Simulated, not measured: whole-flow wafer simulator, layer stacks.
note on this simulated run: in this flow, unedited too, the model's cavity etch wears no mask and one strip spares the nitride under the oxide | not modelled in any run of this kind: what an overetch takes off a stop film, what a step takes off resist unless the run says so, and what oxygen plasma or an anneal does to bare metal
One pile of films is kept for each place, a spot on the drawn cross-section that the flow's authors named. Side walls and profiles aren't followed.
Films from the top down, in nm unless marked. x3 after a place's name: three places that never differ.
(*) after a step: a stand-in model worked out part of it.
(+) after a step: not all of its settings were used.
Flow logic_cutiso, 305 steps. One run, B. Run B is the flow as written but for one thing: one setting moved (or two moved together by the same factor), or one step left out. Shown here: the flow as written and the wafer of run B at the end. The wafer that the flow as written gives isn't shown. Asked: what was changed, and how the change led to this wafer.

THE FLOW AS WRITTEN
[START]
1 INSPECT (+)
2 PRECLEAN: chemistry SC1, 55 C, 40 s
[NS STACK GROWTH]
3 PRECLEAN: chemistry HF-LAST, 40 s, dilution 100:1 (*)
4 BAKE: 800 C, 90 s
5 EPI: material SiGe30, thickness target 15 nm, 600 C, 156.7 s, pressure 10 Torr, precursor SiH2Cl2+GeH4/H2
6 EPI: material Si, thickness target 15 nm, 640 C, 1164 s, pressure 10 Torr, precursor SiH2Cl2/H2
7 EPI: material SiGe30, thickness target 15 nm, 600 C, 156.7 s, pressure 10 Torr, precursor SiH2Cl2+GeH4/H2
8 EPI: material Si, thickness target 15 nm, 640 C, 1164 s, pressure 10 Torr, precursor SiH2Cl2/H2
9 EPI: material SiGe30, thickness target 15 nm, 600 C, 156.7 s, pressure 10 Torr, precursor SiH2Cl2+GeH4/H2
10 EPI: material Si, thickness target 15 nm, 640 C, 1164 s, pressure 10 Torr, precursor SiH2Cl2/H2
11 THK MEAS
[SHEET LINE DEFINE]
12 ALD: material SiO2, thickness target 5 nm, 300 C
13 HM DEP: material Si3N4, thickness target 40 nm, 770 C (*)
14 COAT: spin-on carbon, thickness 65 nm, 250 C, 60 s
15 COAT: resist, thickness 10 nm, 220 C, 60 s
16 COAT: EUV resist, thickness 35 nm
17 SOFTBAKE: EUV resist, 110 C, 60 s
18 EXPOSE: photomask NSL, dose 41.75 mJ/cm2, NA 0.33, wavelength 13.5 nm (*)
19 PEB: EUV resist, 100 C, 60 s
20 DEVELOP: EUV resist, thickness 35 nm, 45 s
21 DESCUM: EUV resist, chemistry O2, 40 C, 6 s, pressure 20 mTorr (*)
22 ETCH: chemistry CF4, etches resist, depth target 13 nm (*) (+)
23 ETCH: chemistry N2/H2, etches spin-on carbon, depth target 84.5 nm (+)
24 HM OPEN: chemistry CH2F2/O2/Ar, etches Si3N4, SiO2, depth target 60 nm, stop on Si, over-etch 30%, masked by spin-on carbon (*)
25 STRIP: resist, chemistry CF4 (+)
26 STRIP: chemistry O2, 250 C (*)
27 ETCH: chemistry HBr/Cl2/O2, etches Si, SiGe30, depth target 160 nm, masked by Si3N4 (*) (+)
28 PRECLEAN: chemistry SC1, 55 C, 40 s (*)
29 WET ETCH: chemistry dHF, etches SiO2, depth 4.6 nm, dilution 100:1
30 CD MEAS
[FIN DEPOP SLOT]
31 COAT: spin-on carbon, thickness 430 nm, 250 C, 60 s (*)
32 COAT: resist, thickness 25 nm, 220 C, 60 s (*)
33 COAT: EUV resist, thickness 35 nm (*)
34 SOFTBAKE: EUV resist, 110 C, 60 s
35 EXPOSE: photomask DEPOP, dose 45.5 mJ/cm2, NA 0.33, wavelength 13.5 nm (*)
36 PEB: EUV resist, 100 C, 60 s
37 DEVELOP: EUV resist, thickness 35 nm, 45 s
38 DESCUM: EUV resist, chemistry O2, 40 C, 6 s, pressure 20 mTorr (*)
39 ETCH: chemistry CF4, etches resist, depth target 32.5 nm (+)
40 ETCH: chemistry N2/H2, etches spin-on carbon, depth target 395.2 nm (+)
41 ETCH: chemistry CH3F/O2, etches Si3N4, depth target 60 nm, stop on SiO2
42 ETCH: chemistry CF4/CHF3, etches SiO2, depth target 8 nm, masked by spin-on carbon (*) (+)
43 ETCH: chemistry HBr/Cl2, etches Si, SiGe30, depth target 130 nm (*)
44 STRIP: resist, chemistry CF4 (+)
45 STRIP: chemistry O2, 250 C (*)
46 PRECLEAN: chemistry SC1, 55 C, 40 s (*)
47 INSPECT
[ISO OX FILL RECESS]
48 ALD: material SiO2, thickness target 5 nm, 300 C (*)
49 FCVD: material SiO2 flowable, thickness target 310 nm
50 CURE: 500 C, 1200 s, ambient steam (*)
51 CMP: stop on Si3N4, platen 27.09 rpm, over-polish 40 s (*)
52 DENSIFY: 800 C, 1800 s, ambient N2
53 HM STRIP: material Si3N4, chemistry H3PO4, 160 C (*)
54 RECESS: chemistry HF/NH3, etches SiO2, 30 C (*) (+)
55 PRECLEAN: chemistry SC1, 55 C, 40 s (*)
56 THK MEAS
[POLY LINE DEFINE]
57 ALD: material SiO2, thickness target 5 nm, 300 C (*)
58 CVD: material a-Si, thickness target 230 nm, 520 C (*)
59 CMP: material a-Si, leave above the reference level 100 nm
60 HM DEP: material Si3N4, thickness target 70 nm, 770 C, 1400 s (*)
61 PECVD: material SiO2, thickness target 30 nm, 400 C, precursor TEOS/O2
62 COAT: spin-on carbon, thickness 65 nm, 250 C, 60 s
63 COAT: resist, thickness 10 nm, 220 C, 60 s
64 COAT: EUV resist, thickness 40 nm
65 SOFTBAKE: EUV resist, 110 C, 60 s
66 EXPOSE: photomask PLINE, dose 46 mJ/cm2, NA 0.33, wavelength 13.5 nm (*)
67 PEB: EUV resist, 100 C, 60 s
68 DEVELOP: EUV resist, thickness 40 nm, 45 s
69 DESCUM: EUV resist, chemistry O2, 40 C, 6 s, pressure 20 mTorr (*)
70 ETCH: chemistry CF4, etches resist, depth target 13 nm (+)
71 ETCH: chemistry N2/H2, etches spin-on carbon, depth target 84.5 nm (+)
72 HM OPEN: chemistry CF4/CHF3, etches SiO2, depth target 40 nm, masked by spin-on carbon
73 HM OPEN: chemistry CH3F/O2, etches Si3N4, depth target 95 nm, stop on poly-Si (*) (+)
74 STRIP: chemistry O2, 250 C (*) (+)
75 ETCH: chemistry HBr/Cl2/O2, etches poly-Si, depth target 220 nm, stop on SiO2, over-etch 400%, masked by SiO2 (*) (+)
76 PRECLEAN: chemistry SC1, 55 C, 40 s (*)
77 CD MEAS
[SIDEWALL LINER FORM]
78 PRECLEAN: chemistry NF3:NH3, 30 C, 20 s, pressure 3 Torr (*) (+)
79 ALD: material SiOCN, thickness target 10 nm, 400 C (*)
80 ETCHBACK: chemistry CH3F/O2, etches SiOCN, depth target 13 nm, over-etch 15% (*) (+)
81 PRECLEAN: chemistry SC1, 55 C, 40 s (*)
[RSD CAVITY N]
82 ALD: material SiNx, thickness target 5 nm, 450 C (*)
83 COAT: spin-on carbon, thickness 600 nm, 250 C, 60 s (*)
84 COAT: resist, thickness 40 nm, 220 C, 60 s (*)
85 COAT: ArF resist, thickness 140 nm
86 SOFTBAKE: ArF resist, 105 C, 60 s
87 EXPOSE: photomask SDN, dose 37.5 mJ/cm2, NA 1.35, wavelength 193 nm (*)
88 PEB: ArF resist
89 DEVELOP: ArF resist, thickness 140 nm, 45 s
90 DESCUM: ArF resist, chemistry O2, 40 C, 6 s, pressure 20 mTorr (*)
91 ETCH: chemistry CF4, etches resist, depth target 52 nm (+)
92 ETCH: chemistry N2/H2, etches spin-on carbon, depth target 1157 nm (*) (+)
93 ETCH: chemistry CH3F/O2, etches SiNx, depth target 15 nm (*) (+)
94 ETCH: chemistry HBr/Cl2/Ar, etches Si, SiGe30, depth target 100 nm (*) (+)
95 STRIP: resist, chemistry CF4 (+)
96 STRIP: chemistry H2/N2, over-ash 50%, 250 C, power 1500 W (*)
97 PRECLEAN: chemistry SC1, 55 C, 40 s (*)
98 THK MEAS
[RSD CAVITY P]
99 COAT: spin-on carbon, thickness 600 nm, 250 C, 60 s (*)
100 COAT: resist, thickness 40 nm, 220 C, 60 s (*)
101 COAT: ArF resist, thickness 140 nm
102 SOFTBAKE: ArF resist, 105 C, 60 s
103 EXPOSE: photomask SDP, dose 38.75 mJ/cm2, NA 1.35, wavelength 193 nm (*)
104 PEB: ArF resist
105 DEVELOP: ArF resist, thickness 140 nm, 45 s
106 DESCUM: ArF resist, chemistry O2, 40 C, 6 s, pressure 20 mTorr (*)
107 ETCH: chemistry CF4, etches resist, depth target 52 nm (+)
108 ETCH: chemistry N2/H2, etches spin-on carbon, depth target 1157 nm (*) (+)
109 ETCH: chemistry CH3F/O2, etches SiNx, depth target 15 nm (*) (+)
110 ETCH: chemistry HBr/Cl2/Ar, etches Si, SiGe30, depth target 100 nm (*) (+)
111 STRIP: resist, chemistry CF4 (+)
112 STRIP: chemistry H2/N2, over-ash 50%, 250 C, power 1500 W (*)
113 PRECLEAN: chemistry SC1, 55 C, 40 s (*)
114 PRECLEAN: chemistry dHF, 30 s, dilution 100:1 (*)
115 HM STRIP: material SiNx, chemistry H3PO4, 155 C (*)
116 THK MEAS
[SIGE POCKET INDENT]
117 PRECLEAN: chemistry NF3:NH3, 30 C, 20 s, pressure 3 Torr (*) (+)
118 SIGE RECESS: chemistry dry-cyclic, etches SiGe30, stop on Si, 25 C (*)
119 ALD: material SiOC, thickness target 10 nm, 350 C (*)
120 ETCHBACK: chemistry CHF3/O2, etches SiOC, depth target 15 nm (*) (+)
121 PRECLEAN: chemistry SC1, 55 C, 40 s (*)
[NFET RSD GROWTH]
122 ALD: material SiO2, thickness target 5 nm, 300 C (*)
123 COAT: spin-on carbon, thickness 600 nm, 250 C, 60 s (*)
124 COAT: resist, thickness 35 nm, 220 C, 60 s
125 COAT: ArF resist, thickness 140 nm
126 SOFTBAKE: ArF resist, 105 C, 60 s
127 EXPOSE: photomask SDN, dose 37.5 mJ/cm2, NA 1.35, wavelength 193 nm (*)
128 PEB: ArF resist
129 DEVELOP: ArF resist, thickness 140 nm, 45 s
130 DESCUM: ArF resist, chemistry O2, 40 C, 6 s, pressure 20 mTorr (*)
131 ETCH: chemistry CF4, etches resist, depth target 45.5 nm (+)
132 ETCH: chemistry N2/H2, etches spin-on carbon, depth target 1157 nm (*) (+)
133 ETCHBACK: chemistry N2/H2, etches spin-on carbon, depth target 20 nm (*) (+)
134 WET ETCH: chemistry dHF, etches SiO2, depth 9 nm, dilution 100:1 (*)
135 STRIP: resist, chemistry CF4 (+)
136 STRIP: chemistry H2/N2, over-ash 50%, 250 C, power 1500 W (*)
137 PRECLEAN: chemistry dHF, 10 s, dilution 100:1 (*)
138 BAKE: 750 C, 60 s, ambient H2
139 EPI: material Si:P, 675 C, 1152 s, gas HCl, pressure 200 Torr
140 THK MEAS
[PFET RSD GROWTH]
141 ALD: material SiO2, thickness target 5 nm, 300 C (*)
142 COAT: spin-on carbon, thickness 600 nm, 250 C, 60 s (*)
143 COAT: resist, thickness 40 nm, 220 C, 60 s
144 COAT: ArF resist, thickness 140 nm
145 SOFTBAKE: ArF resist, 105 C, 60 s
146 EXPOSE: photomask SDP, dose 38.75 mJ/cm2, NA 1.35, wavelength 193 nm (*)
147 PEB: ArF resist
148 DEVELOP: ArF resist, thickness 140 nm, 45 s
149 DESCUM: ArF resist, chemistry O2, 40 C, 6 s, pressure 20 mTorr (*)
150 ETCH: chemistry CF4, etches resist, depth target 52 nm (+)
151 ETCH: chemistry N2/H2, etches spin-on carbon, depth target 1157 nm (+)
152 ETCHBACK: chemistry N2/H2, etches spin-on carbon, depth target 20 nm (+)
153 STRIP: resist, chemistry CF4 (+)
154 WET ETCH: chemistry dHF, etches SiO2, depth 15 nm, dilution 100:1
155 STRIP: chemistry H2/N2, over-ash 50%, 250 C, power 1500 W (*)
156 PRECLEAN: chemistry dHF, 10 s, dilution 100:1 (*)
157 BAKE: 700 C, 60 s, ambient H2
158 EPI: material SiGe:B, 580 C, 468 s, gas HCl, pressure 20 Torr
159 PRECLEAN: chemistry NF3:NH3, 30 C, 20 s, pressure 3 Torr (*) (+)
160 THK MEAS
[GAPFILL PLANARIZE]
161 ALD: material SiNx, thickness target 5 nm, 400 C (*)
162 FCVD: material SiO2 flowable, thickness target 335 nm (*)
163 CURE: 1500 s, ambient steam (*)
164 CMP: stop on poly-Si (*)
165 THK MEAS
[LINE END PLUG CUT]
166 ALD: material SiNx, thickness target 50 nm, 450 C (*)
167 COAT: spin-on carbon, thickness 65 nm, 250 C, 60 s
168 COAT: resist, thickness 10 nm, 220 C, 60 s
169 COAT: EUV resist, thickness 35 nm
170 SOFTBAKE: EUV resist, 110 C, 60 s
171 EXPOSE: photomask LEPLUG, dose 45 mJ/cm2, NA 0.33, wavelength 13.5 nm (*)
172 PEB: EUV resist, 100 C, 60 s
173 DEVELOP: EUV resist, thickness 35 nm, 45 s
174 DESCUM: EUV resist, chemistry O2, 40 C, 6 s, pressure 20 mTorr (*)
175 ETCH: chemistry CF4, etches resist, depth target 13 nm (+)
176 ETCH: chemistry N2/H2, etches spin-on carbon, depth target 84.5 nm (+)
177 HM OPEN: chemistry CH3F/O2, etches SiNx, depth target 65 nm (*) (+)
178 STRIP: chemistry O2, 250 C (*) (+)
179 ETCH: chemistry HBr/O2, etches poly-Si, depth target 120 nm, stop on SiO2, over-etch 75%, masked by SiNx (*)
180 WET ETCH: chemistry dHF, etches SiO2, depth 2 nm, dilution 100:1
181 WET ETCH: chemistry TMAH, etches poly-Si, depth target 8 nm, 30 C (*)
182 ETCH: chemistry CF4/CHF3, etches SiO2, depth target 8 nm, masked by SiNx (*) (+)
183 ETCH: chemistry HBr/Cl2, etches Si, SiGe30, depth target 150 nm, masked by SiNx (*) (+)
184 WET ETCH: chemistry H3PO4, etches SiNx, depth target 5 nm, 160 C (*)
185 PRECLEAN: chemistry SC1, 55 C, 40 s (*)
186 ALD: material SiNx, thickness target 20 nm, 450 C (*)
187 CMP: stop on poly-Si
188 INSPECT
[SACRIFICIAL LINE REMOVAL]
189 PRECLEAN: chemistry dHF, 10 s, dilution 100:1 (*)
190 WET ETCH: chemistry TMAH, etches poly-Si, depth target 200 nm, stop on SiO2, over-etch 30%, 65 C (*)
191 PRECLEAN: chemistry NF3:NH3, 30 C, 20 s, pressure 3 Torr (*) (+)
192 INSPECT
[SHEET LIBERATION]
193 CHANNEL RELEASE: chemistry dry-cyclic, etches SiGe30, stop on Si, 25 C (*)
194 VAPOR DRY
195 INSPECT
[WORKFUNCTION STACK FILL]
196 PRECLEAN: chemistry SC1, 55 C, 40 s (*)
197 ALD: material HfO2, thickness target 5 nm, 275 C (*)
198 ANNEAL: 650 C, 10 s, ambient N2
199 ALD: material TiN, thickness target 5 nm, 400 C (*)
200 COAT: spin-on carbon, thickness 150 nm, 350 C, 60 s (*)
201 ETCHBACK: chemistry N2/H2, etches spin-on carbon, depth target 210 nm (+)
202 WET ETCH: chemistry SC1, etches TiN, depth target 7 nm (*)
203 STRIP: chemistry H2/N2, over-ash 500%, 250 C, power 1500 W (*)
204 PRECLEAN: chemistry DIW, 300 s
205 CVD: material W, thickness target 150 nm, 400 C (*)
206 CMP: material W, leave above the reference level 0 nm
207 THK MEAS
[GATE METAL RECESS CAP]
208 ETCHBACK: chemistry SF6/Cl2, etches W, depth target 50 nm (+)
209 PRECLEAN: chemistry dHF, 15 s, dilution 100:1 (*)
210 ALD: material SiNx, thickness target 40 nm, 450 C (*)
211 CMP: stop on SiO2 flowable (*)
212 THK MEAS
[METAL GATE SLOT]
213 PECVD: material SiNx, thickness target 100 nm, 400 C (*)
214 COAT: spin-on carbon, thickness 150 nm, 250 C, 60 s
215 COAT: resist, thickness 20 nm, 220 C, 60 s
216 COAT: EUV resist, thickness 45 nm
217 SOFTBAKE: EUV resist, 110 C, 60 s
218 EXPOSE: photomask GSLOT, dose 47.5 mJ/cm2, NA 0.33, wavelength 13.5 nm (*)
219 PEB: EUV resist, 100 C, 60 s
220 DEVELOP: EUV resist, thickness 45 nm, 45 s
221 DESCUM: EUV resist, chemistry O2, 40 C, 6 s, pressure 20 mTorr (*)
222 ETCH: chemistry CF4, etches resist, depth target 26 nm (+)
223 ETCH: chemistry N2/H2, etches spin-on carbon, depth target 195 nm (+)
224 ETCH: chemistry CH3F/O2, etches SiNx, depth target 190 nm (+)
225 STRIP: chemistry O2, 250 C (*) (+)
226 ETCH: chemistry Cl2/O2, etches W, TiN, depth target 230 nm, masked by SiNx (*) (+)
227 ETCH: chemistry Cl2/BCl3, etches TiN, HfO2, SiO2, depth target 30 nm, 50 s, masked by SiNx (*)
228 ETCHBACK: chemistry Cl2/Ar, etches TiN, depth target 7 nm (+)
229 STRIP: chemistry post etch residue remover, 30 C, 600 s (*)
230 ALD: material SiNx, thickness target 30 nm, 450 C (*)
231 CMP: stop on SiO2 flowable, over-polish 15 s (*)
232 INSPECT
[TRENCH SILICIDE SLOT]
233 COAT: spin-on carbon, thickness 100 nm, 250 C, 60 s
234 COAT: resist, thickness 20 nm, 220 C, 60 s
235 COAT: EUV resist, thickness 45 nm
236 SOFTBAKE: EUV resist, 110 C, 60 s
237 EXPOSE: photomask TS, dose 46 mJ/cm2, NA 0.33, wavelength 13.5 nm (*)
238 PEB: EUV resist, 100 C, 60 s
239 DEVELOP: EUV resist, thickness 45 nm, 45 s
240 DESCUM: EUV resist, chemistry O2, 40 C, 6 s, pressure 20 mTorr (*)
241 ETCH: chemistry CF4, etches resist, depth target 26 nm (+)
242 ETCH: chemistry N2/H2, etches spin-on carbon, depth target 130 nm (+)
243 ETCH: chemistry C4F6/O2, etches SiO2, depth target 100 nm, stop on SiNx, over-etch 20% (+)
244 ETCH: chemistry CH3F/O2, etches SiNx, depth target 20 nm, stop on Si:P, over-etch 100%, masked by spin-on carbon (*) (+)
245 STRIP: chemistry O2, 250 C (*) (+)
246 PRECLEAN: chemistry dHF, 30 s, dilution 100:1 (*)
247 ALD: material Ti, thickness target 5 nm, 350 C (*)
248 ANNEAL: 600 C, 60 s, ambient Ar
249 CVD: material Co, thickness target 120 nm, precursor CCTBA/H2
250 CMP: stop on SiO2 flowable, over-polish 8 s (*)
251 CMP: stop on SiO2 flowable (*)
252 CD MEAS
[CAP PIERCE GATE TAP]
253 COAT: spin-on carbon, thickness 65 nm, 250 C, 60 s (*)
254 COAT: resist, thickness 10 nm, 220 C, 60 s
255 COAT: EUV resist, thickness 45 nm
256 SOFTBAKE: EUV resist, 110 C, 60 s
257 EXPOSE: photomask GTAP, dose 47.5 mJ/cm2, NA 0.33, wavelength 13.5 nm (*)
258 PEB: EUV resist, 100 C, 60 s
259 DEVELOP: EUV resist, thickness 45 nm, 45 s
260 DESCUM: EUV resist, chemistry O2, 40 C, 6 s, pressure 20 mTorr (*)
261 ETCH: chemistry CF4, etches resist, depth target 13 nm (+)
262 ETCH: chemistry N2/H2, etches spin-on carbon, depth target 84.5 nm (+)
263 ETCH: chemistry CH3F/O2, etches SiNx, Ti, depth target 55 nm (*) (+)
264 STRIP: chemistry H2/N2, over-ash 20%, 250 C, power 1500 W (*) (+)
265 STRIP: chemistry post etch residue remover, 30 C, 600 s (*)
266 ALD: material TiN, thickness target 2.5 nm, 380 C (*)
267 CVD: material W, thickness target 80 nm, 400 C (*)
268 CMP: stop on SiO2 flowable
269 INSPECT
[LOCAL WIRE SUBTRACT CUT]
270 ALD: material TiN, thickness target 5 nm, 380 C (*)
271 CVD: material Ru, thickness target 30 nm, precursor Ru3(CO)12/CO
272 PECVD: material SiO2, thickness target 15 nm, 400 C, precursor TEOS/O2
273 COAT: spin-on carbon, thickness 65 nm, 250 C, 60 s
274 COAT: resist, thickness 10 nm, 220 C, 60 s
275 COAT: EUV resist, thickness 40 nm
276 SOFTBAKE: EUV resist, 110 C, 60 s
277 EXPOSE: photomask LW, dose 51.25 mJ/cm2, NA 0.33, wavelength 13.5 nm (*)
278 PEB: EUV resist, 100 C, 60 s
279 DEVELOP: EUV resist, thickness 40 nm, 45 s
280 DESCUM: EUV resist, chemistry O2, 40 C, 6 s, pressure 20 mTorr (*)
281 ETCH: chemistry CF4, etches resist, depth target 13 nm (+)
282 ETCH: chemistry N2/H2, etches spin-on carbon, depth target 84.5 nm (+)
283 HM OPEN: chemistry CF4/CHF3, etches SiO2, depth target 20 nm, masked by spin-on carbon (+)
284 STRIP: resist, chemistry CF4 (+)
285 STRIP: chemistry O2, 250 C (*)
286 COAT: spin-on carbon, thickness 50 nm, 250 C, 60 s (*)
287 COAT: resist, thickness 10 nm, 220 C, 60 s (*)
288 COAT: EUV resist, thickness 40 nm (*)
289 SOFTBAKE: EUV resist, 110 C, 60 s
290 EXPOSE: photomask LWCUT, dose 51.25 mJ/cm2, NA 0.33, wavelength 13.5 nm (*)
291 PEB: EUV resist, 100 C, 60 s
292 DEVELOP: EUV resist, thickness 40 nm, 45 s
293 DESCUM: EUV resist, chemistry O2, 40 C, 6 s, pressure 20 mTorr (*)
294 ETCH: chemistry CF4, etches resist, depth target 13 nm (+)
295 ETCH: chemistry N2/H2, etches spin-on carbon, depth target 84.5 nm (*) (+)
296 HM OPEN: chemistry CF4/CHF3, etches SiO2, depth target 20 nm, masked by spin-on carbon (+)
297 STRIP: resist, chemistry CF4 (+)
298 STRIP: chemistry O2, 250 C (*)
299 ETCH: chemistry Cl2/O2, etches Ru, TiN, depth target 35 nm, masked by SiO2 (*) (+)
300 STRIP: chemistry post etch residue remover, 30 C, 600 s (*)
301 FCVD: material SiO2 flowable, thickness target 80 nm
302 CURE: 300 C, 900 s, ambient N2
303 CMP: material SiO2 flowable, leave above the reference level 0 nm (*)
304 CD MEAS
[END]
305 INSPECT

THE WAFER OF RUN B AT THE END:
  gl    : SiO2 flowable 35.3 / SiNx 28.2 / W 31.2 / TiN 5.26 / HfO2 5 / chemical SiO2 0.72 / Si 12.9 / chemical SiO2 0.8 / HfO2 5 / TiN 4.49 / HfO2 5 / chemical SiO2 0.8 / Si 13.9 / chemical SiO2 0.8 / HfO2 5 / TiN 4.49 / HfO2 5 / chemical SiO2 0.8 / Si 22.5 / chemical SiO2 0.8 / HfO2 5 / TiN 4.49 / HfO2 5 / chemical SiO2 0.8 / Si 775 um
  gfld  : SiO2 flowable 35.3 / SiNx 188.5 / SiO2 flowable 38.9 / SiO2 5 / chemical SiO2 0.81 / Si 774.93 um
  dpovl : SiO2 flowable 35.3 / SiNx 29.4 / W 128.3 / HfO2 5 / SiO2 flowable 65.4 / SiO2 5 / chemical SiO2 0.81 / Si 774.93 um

The cause: step 6, EPI: thickness target 23.6 nm was run, where the flow has thickness target 15 nm; step 6, EPI: 1834 s was run, where the flow has 1164 s.

How the change led to this, step by step:
  6 EPI: material Si, thickness target 15 nm, 640 C, 1164 s, pressure 10 Torr, precursor SiH2Cl2/H2
      depop, dpovl, gfld and 19 more: Si +23.6 (new film) (as written it would be: Si +15 (new film))
  27 ETCH: chemistry HBr/Cl2/O2, etches Si, SiGe30, depth target 160 nm, masked by Si3N4 (*) (+)
      gfld, gxf, iso, lnri: chemical SiO2 -0.79 (all of it), Si -11.4 (all of it), SiGe30 -15 (all of it), Si -15 (all of it), SiGe30 -15 (all of it), Si -23.6 (all of it), SiGe30 -15 (all of it), Si -65 (as written it would be: chemical SiO2 -0.79 (all of it), Si -11.4 (all of it), SiGe30 -15 (all of it), Si -15 (all of it), SiGe30 -15 (all of it), Si -15 (all of it), SiGe30 -15 (all of it), Si -73.6)
      dpovl, nsgap: chemical SiO2 -0.79 (all of it), Si -11.8 (all of it), SiGe30 -15 (all of it), Si -15 (all of it), SiGe30 -15 (all of it), Si -23.6 (all of it), SiGe30 -15 (all of it), Si -64.6 (as written it would be: chemical SiO2 -0.79 (all of it), Si -11.8 (all of it), SiGe30 -15 (all of it), Si -15 (all of it), SiGe30 -15 (all of it), Si -15 (all of it), SiGe30 -15 (all of it), Si -73.2)
      (and at 1 more place)
  43 ETCH: chemistry HBr/Cl2, etches Si, SiGe30, depth target 130 nm (*)
      depop: Si -14 (all of it), SiGe30 -15 (all of it), Si -15 (all of it), SiGe30 -15 (all of it), Si -23.6 (all of it), SiGe30 -15 (all of it), Si -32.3 (as written it would be: Si -14 (all of it), SiGe30 -15 (all of it), Si -15 (all of it), SiGe30 -15 (all of it), Si -15 (all of it), SiGe30 -15 (all of it), Si -41)
  94 ETCH: chemistry HBr/Cl2/Ar, etches Si, SiGe30, depth target 100 nm (*) (+)
      rsdn, rsdx: chemical SiO2 -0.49 (all of it), Si -12.8 (all of it), SiGe30 -15 (all of it), Si -15 (all of it), SiGe30 -15 (all of it), Si -23.6 (all of it), SiGe30 -15 (all of it), Si -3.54 (as written it would be: chemical SiO2 -0.49 (all of it), Si -12.8 (all of it), SiGe30 -15 (all of it), Si -15 (all of it), SiGe30 -15 (all of it), Si -15 (all of it), SiGe30 -15 (all of it), Si -12.2)
  110 ETCH: chemistry HBr/Cl2/Ar, etches Si, SiGe30, depth target 100 nm (*) (+)
      rsdp, rsdw: chemical SiO2 -0.49 (all of it), Si -12.8 (all of it), SiGe30 -15 (all of it), Si -15 (all of it), SiGe30 -15 (all of it), Si -23.6 (all of it), SiGe30 -15 (all of it), Si -3.54 (as written it would be: chemical SiO2 -0.49 (all of it), Si -12.8 (all of it), SiGe30 -15 (all of it), Si -15 (all of it), SiGe30 -15 (all of it), Si -15 (all of it), SiGe30 -15 (all of it), Si -12.2)
  183 ETCH: chemistry HBr/Cl2, etches Si, SiGe30, depth target 150 nm, masked by SiNx (*) (+)
      plug: Si -13.6 (all of it), SiGe30 -15 (all of it), Si -15 (all of it), SiGe30 -15 (all of it), Si -23.6 (all of it), SiGe30 -15 (all of it), Si -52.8 (as written it would be: Si -13.6 (all of it), SiGe30 -15 (all of it), Si -15 (all of it), SiGe30 -15 (all of it), Si -15 (all of it), SiGe30 -15 (all of it), Si -61.4)
